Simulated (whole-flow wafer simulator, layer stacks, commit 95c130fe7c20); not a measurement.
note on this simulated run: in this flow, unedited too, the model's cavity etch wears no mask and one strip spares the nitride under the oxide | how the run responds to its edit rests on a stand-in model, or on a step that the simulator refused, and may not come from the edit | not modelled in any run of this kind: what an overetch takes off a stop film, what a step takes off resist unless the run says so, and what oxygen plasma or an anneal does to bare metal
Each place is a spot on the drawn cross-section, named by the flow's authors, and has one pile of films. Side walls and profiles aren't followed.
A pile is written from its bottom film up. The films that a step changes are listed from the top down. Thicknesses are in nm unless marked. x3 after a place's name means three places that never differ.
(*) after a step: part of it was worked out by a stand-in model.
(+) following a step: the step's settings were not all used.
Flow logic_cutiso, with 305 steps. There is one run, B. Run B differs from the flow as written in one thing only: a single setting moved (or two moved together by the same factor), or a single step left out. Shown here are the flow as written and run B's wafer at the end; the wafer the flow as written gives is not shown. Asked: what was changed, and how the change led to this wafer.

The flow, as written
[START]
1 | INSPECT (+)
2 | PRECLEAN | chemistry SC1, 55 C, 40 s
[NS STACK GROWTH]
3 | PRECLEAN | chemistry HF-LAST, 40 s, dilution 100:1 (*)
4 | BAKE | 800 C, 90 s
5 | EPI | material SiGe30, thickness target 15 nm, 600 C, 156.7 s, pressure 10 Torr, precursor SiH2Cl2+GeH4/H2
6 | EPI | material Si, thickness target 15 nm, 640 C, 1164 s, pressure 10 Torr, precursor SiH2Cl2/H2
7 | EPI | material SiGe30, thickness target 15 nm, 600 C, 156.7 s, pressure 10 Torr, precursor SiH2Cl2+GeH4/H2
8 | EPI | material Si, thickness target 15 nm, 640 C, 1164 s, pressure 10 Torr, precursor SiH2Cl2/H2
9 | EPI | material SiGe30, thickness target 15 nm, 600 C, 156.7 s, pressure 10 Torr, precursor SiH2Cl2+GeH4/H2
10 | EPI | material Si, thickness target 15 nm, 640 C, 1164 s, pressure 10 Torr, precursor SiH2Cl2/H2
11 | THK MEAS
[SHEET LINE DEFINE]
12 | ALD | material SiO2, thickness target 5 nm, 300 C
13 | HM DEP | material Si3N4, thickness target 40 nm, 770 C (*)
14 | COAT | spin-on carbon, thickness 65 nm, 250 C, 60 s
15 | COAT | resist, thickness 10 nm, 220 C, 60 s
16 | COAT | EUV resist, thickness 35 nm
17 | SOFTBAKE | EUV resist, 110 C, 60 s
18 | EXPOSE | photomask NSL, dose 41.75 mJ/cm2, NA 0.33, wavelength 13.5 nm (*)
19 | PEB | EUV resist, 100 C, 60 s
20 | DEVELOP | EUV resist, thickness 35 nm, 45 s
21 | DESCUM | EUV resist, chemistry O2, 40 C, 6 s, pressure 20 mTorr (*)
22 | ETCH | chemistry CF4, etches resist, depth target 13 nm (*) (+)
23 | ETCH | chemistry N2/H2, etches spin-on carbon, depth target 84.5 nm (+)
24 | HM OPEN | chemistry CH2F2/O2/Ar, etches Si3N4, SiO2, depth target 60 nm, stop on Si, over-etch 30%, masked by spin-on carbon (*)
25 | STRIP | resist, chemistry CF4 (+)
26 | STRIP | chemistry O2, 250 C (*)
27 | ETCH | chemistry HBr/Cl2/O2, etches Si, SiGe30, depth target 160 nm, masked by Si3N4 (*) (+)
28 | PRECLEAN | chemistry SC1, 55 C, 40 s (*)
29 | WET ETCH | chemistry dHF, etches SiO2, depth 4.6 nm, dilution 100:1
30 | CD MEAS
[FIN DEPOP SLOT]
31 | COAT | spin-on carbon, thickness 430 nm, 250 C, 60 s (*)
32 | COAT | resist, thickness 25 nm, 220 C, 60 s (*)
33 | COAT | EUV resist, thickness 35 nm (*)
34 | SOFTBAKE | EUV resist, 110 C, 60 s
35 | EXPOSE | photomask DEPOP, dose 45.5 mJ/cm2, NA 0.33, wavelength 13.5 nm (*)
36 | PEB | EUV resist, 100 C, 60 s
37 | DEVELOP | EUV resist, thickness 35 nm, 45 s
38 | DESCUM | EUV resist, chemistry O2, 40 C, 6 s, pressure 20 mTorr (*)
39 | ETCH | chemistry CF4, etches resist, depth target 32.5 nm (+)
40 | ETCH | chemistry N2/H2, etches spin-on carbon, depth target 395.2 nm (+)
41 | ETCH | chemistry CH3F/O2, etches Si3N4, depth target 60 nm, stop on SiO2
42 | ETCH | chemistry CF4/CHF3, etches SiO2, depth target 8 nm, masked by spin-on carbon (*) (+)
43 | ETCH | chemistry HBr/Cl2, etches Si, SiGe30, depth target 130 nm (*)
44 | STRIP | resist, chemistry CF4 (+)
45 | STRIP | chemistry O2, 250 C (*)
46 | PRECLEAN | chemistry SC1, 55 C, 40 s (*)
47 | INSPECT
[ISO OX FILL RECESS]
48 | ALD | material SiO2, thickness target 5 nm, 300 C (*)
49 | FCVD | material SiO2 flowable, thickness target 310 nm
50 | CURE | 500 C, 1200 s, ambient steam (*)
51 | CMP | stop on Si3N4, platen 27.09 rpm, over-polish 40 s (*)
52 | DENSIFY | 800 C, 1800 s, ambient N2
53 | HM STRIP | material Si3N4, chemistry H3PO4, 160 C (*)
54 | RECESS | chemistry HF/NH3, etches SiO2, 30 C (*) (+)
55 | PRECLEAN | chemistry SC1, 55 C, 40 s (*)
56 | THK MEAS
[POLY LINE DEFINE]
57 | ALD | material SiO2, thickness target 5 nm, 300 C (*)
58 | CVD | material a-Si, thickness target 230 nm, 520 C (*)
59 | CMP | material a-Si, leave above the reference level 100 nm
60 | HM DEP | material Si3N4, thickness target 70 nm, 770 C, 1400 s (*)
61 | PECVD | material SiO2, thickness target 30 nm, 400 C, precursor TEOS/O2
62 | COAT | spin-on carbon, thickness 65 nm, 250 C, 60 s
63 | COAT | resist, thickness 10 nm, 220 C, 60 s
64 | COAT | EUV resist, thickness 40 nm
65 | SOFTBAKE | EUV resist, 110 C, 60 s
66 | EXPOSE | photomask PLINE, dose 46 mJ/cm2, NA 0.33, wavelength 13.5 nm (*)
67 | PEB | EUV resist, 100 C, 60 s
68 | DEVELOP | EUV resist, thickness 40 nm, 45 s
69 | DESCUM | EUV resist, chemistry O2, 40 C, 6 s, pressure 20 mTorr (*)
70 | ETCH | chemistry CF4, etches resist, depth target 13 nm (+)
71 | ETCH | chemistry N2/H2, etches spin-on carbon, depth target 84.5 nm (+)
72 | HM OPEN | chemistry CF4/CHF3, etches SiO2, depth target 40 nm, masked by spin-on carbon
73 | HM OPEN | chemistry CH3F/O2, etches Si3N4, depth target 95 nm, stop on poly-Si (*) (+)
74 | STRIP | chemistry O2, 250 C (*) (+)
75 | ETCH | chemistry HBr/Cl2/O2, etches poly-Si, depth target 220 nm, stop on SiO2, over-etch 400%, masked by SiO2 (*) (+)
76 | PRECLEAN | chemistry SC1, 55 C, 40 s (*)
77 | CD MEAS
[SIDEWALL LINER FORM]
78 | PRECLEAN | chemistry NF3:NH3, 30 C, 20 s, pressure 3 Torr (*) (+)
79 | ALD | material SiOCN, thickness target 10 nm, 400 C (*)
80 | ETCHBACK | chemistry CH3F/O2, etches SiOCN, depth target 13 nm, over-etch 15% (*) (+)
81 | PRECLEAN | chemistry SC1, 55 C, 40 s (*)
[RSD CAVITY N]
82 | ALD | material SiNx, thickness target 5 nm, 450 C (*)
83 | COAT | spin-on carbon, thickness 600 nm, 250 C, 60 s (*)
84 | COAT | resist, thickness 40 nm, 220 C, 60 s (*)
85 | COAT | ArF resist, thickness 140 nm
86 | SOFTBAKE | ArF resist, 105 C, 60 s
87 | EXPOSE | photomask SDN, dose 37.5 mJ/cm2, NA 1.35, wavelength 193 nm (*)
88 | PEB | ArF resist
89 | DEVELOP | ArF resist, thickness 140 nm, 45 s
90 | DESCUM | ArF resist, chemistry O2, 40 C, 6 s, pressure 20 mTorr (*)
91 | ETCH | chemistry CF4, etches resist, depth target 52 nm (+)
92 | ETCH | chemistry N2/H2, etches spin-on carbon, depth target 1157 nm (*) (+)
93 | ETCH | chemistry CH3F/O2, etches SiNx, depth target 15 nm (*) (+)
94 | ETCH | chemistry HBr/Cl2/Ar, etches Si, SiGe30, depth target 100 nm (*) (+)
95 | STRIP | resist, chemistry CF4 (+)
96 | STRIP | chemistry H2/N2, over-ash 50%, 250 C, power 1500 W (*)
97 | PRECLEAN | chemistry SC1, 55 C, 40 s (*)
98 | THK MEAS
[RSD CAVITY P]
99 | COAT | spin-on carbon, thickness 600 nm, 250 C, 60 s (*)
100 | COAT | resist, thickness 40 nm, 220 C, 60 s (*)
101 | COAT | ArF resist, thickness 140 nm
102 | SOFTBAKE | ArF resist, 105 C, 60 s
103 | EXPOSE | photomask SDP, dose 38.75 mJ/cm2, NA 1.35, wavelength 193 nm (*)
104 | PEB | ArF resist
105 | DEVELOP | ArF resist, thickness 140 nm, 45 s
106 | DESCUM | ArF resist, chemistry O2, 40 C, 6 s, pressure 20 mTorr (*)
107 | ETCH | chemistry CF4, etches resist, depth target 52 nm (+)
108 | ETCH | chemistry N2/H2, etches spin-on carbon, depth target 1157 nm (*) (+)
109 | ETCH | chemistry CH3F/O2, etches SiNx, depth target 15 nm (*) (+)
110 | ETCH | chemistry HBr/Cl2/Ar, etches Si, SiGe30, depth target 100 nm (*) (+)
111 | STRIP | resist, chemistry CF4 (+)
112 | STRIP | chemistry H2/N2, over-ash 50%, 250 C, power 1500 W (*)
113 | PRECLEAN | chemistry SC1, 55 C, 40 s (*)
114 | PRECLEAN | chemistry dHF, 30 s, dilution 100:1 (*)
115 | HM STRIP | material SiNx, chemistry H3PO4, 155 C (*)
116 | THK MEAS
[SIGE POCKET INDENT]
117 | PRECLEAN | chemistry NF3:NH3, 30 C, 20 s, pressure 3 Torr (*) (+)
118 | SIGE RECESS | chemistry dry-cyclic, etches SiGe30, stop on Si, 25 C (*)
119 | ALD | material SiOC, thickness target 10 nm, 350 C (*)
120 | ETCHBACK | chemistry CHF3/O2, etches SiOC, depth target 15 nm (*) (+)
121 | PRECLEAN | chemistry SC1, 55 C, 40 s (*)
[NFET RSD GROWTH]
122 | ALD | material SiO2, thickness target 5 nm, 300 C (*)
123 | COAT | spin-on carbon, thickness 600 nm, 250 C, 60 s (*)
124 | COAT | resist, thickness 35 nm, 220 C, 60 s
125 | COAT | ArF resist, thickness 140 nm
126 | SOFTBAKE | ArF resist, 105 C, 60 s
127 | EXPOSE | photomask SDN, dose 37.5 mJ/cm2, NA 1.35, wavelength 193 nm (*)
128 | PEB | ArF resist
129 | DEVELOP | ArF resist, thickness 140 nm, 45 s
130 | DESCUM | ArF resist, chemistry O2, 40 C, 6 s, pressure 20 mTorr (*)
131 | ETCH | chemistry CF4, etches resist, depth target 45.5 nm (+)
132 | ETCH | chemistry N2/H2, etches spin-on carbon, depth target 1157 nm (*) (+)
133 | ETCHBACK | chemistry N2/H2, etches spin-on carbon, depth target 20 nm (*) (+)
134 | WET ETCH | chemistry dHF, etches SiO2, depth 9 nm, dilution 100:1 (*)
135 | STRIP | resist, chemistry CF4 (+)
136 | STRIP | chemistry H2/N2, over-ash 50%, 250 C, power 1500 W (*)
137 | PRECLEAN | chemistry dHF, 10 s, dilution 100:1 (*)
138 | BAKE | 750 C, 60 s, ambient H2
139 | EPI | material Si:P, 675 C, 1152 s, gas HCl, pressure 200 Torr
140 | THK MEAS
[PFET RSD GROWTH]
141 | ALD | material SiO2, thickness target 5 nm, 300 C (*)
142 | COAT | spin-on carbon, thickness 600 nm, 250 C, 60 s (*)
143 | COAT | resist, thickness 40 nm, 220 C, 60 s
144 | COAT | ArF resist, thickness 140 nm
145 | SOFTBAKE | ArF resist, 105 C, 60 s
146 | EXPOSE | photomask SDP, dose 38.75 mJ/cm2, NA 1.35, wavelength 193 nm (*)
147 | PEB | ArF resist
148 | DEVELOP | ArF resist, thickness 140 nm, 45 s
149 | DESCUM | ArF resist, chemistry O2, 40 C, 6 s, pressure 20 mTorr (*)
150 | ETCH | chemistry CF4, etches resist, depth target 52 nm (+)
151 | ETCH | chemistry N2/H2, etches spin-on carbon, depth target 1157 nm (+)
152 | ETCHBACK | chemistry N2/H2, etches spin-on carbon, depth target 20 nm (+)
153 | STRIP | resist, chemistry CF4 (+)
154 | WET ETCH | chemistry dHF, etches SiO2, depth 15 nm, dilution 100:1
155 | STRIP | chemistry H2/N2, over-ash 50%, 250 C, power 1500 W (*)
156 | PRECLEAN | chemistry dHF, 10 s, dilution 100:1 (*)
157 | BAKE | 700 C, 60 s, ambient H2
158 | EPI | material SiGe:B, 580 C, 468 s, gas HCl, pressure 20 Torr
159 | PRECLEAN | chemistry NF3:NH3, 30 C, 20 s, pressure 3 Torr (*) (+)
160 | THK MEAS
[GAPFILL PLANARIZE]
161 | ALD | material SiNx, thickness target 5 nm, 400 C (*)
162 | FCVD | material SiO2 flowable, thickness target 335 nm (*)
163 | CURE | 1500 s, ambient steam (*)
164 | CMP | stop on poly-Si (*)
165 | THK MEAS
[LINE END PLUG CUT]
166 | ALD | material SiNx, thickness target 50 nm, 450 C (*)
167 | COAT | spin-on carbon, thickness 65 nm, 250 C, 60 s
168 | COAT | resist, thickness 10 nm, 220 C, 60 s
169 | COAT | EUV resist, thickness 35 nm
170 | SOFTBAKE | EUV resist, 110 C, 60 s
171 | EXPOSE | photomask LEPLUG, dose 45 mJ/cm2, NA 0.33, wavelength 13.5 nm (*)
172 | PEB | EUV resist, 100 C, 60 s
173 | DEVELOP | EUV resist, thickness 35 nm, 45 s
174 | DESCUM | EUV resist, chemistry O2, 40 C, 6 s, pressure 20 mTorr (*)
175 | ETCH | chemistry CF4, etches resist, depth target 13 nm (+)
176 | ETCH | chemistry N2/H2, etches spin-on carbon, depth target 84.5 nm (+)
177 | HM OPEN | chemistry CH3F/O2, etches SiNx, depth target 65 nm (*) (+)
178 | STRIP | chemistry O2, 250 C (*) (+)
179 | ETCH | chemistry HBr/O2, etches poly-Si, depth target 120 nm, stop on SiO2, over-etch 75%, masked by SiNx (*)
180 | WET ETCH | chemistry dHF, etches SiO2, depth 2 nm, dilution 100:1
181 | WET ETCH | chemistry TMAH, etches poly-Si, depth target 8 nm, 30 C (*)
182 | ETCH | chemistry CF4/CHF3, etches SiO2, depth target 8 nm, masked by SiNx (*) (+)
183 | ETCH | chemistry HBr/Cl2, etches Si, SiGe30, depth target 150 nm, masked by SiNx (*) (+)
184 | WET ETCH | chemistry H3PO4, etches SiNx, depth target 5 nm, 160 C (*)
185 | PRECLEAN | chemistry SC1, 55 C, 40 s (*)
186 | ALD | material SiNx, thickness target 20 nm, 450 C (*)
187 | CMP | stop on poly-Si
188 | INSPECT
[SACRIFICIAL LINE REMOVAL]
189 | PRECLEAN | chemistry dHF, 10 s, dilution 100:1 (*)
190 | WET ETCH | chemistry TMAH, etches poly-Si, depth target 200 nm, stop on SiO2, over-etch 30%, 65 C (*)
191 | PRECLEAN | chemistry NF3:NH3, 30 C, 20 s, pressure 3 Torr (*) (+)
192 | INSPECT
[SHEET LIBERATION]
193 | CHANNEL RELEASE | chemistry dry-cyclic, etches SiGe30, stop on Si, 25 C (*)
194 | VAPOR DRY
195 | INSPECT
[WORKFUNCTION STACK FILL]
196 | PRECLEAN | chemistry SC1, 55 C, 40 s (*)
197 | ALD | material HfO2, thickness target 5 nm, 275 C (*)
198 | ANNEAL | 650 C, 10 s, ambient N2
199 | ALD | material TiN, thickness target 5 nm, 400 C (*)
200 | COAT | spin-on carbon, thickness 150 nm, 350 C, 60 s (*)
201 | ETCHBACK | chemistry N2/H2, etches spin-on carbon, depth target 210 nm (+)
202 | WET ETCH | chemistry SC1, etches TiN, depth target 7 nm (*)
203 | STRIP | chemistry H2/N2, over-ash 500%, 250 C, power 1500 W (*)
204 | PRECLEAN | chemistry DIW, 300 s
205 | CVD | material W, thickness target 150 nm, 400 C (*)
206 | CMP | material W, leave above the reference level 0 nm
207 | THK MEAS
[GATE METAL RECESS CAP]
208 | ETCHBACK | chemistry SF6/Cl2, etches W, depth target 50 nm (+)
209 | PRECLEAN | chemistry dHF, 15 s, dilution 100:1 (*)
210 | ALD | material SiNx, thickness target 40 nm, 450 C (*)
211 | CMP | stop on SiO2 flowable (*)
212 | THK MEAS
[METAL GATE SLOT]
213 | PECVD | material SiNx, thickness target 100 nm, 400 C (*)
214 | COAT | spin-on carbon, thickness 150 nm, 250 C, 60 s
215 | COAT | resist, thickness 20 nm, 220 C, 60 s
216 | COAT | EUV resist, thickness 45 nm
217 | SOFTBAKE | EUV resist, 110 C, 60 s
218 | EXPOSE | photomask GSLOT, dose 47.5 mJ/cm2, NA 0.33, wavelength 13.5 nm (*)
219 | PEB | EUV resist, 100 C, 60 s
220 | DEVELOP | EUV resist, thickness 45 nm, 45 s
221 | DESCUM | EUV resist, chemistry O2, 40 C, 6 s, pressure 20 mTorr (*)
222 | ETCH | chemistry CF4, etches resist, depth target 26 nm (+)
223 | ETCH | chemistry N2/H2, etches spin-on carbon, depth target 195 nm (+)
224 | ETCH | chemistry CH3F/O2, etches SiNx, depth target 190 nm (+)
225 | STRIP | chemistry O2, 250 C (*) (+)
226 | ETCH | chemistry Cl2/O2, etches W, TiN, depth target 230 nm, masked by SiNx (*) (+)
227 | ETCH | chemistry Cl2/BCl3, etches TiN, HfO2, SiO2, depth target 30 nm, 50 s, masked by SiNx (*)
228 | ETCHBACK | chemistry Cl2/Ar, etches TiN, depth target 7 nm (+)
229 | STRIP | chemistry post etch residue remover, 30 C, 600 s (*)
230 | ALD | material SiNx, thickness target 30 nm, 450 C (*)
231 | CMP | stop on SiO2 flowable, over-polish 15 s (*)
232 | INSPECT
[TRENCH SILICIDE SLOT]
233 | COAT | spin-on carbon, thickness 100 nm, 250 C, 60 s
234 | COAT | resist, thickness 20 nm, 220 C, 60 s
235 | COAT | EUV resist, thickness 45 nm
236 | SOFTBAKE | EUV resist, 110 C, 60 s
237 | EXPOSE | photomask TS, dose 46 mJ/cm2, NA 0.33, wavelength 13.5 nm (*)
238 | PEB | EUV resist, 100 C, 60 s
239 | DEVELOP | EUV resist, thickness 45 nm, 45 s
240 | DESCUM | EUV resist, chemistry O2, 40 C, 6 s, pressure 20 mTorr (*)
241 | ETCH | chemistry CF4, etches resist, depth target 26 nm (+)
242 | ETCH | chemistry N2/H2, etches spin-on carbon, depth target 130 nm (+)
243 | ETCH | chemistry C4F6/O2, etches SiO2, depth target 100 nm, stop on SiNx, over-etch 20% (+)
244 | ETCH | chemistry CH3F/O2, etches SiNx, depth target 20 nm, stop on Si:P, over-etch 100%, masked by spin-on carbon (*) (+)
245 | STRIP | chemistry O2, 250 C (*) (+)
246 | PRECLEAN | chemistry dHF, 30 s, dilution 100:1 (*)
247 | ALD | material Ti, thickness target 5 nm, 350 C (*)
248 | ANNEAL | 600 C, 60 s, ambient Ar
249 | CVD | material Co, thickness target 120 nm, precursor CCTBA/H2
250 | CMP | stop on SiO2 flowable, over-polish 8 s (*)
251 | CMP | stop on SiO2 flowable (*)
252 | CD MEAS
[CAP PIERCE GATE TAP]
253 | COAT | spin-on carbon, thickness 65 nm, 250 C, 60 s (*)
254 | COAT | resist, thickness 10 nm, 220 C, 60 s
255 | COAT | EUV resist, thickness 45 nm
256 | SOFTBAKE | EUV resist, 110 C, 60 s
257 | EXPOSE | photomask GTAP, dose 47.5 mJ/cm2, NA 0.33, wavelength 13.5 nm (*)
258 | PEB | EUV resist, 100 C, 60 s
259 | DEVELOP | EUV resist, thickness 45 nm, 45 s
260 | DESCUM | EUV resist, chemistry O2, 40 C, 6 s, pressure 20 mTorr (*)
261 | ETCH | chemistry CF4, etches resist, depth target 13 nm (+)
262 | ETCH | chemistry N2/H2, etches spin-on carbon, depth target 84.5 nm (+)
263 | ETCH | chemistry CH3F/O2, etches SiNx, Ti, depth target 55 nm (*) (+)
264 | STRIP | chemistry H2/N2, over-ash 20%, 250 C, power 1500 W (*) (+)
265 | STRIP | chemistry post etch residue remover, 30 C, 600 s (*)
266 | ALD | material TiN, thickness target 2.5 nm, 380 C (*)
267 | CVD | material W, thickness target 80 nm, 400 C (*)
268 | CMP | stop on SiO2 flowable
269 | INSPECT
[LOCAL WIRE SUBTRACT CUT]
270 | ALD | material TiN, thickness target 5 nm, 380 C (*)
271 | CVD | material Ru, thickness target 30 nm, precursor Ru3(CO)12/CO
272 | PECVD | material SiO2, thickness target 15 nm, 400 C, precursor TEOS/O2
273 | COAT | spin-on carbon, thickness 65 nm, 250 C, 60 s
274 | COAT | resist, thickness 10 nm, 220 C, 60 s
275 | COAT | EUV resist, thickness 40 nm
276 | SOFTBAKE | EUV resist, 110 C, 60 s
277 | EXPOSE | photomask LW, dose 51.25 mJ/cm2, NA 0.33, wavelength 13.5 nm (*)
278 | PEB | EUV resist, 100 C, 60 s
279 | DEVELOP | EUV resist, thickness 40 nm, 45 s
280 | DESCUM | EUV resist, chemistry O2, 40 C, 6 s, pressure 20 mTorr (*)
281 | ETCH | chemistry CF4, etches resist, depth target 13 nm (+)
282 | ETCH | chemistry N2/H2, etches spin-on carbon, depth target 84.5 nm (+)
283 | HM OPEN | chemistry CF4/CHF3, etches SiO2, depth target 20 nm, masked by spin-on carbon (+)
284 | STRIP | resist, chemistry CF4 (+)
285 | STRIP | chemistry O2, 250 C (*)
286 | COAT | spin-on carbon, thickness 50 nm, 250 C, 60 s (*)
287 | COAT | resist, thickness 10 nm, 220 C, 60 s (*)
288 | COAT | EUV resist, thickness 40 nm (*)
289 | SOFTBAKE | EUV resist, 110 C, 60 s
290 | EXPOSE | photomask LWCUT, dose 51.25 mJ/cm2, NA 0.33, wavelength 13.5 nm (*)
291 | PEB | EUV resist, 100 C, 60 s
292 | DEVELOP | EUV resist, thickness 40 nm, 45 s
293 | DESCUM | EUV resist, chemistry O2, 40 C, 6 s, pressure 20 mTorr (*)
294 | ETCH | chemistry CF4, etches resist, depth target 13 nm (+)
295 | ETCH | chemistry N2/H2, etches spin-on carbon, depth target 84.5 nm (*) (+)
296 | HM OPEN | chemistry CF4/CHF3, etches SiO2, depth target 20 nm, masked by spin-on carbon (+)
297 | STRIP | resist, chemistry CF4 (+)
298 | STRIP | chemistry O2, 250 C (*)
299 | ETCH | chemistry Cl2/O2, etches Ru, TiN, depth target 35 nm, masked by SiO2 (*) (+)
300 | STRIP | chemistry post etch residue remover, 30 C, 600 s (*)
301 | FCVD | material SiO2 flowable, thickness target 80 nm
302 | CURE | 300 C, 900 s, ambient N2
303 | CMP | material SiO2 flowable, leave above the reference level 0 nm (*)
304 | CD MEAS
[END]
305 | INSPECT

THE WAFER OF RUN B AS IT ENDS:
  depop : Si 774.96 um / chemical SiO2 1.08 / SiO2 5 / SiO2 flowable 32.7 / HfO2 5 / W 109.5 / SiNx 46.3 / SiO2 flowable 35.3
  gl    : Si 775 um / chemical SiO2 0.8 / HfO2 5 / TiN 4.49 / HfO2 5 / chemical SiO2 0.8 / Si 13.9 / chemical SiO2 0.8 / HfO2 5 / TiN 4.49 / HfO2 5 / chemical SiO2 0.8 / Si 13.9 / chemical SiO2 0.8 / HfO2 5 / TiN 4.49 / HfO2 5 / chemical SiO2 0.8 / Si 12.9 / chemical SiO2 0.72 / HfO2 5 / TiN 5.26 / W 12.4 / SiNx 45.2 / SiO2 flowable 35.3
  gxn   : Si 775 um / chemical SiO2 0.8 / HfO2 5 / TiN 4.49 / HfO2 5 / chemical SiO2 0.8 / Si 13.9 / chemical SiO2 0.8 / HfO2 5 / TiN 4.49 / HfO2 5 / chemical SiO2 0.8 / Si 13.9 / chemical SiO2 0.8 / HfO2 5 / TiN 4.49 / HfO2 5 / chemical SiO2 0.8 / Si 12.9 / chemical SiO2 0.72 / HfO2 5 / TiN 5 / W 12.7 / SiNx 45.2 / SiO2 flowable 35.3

The reason: step 208, ETCHBACK: depth target 68.8 nm was run, though the flow has depth target 50 nm.

How this came from the change, step by step:
  208 | ETCHBACK | chemistry SF6/Cl2, etches W, depth target 50 nm (+)
      depop, dpovl, gfld and 9 more: -68.8 W (it would be, as written: -50 W)
      iso, rsdn, rsdp, rsdw, rsdx: -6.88 SiO2 flowable (it would be, as written: -5 SiO2 flowable)
      (also at 5 further places)
  210 | ALD | material SiNx, thickness target 40 nm, 450 C (*)
      gfld, gl, glp, gxf, gxn, gxp, tap: +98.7 SiNx (new film) (it would be, as written: +82.6 SiNx (new film))
      plug: +44.6 SiNx (it would be, as written: +42.5 SiNx)
  211 | CMP | stop on SiO2 flowable (*)
      depop, dpovl, isow, ns, nsgap: nothing (it would be, as written: -0.61 SiNx)
      lnr, lnri, lnrp, lnrt: -40 SiNx (all of it), -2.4 SiOCN (it would be, as written: -40 SiNx (all of it), -3.22 SiOCN)
  224 | ETCH | chemistry CH3F/O2, etches SiNx, depth target 190 nm (+)
      gfld: -155 SiNx (all of it), -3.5 W (it would be, as written: -138.1 SiNx (all of it), -5.19 W)
  226 | ETCH | chemistry Cl2/O2, etches W, TiN, depth target 230 nm, masked by SiNx (*) (+)
      depop, dpovl, gl and 18 more: -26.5 SiNx (it would be, as written: -30.8 SiNx)
      gfld: -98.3 W (all of it), -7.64 TiN (all of it), -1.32 HfO2 (it would be, as written: -115.4 W (all of it), -7.64 TiN (all of it), -1.54 HfO2)
  231 | CMP | stop on SiO2 flowable, over-polish 15 s (*)
      gfld, gl, glp, gxf, gxn, gxp, plug, tap: -67 SiNx (it would be, as written: -62.7 SiNx)
      depop, dpovl, isow, ns, nsgap: -50.7 SiNx (it would be, as written: -62.7 SiNx)
      (also at 9 further places)
  243 | ETCH | chemistry C4F6/O2, etches SiO2, depth target 100 nm, stop on SiNx, over-etch 20% (+)
      rsdn, rsdp, rsdw: -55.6 SiO2 flowable (all of it) (it would be, as written: -57.5 SiO2 flowable (all of it))
  246 | PRECLEAN | chemistry dHF, 30 s, dilution 100:1 (*)
      depop, dpovl, isow, ns, nsgap: -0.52 SiNx (it would be, as written: -1.08 SiNx)
  251 | CMP | stop on SiO2 flowable (*)
      rsdx: -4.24 Ti (it would be, as written: -5 Ti (all of it))
      gfld, gl, glp, gxf, gxn, gxp, plug, tap: -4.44 SiNx (it would be, as written: -5 SiNx)
      (also at 8 further places)
  263 | ETCH | chemistry CH3F/O2, etches SiNx, Ti, depth target 55 nm (*) (+)
      glp, lnrp, lnrt, plug, rsdn, rsdp, rsdw: -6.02 resist (all of it), -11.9 spin-on carbon (it would be, as written: -6.02 resist (all of it), -6.48 spin-on carbon)
      depop, dpovl, gl, isow, ns, nsgap: -6.03 resist (all of it), -11.8 spin-on carbon (it would be, as written: -6.03 resist (all of it), -6.46 spin-on carbon)
      (also at 9 further places)
  264 | STRIP | chemistry H2/N2, over-ash 20%, 250 C, power 1500 W (*) (+)
      gfld, gl, gxf, gxn, gxp, lnr, lnri, lnrp: -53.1 spin-on carbon (all of it) (it would be, as written: -58.4 spin-on carbon (all of it))
      glp, lnrt, plug, rsdn, rsdp, rsdw: -53 spin-on carbon (all of it) (it would be, as written: -58.4 spin-on carbon (all of it))
      (also at 7 further places)
  265 | STRIP | chemistry post etch residue remover, 30 C, 600 s (*)
      rsdx: -0.76 Ti (all of it) (it would be, as written: nothing)
      iso: -1.17 Ti (all of it) (it would be, as written: -0.66 Ti (all of it))
  267 | CVD | material W, thickness target 80 nm, 400 C (*)
      tap: +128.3 W (new film) (it would be, as written: +111.4 W (new film))
  268 | CMP | stop on SiO2 flowable
      depop, dpovl, gfld and 9 more: -80.2 W (all of it), -2.5 TiN (all of it), -1.54 SiNx (it would be, as written: -80.2 W (all of it), -2.5 TiN (all of it), -0.98 SiNx)
      lnr, lnri, lnrp, lnrt: -80 W (all of it), -2.5 TiN (all of it), -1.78 SiOCN (it would be, as written: -80 W (all of it), -2.5 TiN (all of it), -1.22 SiOCN)
      (also at 3 further places)
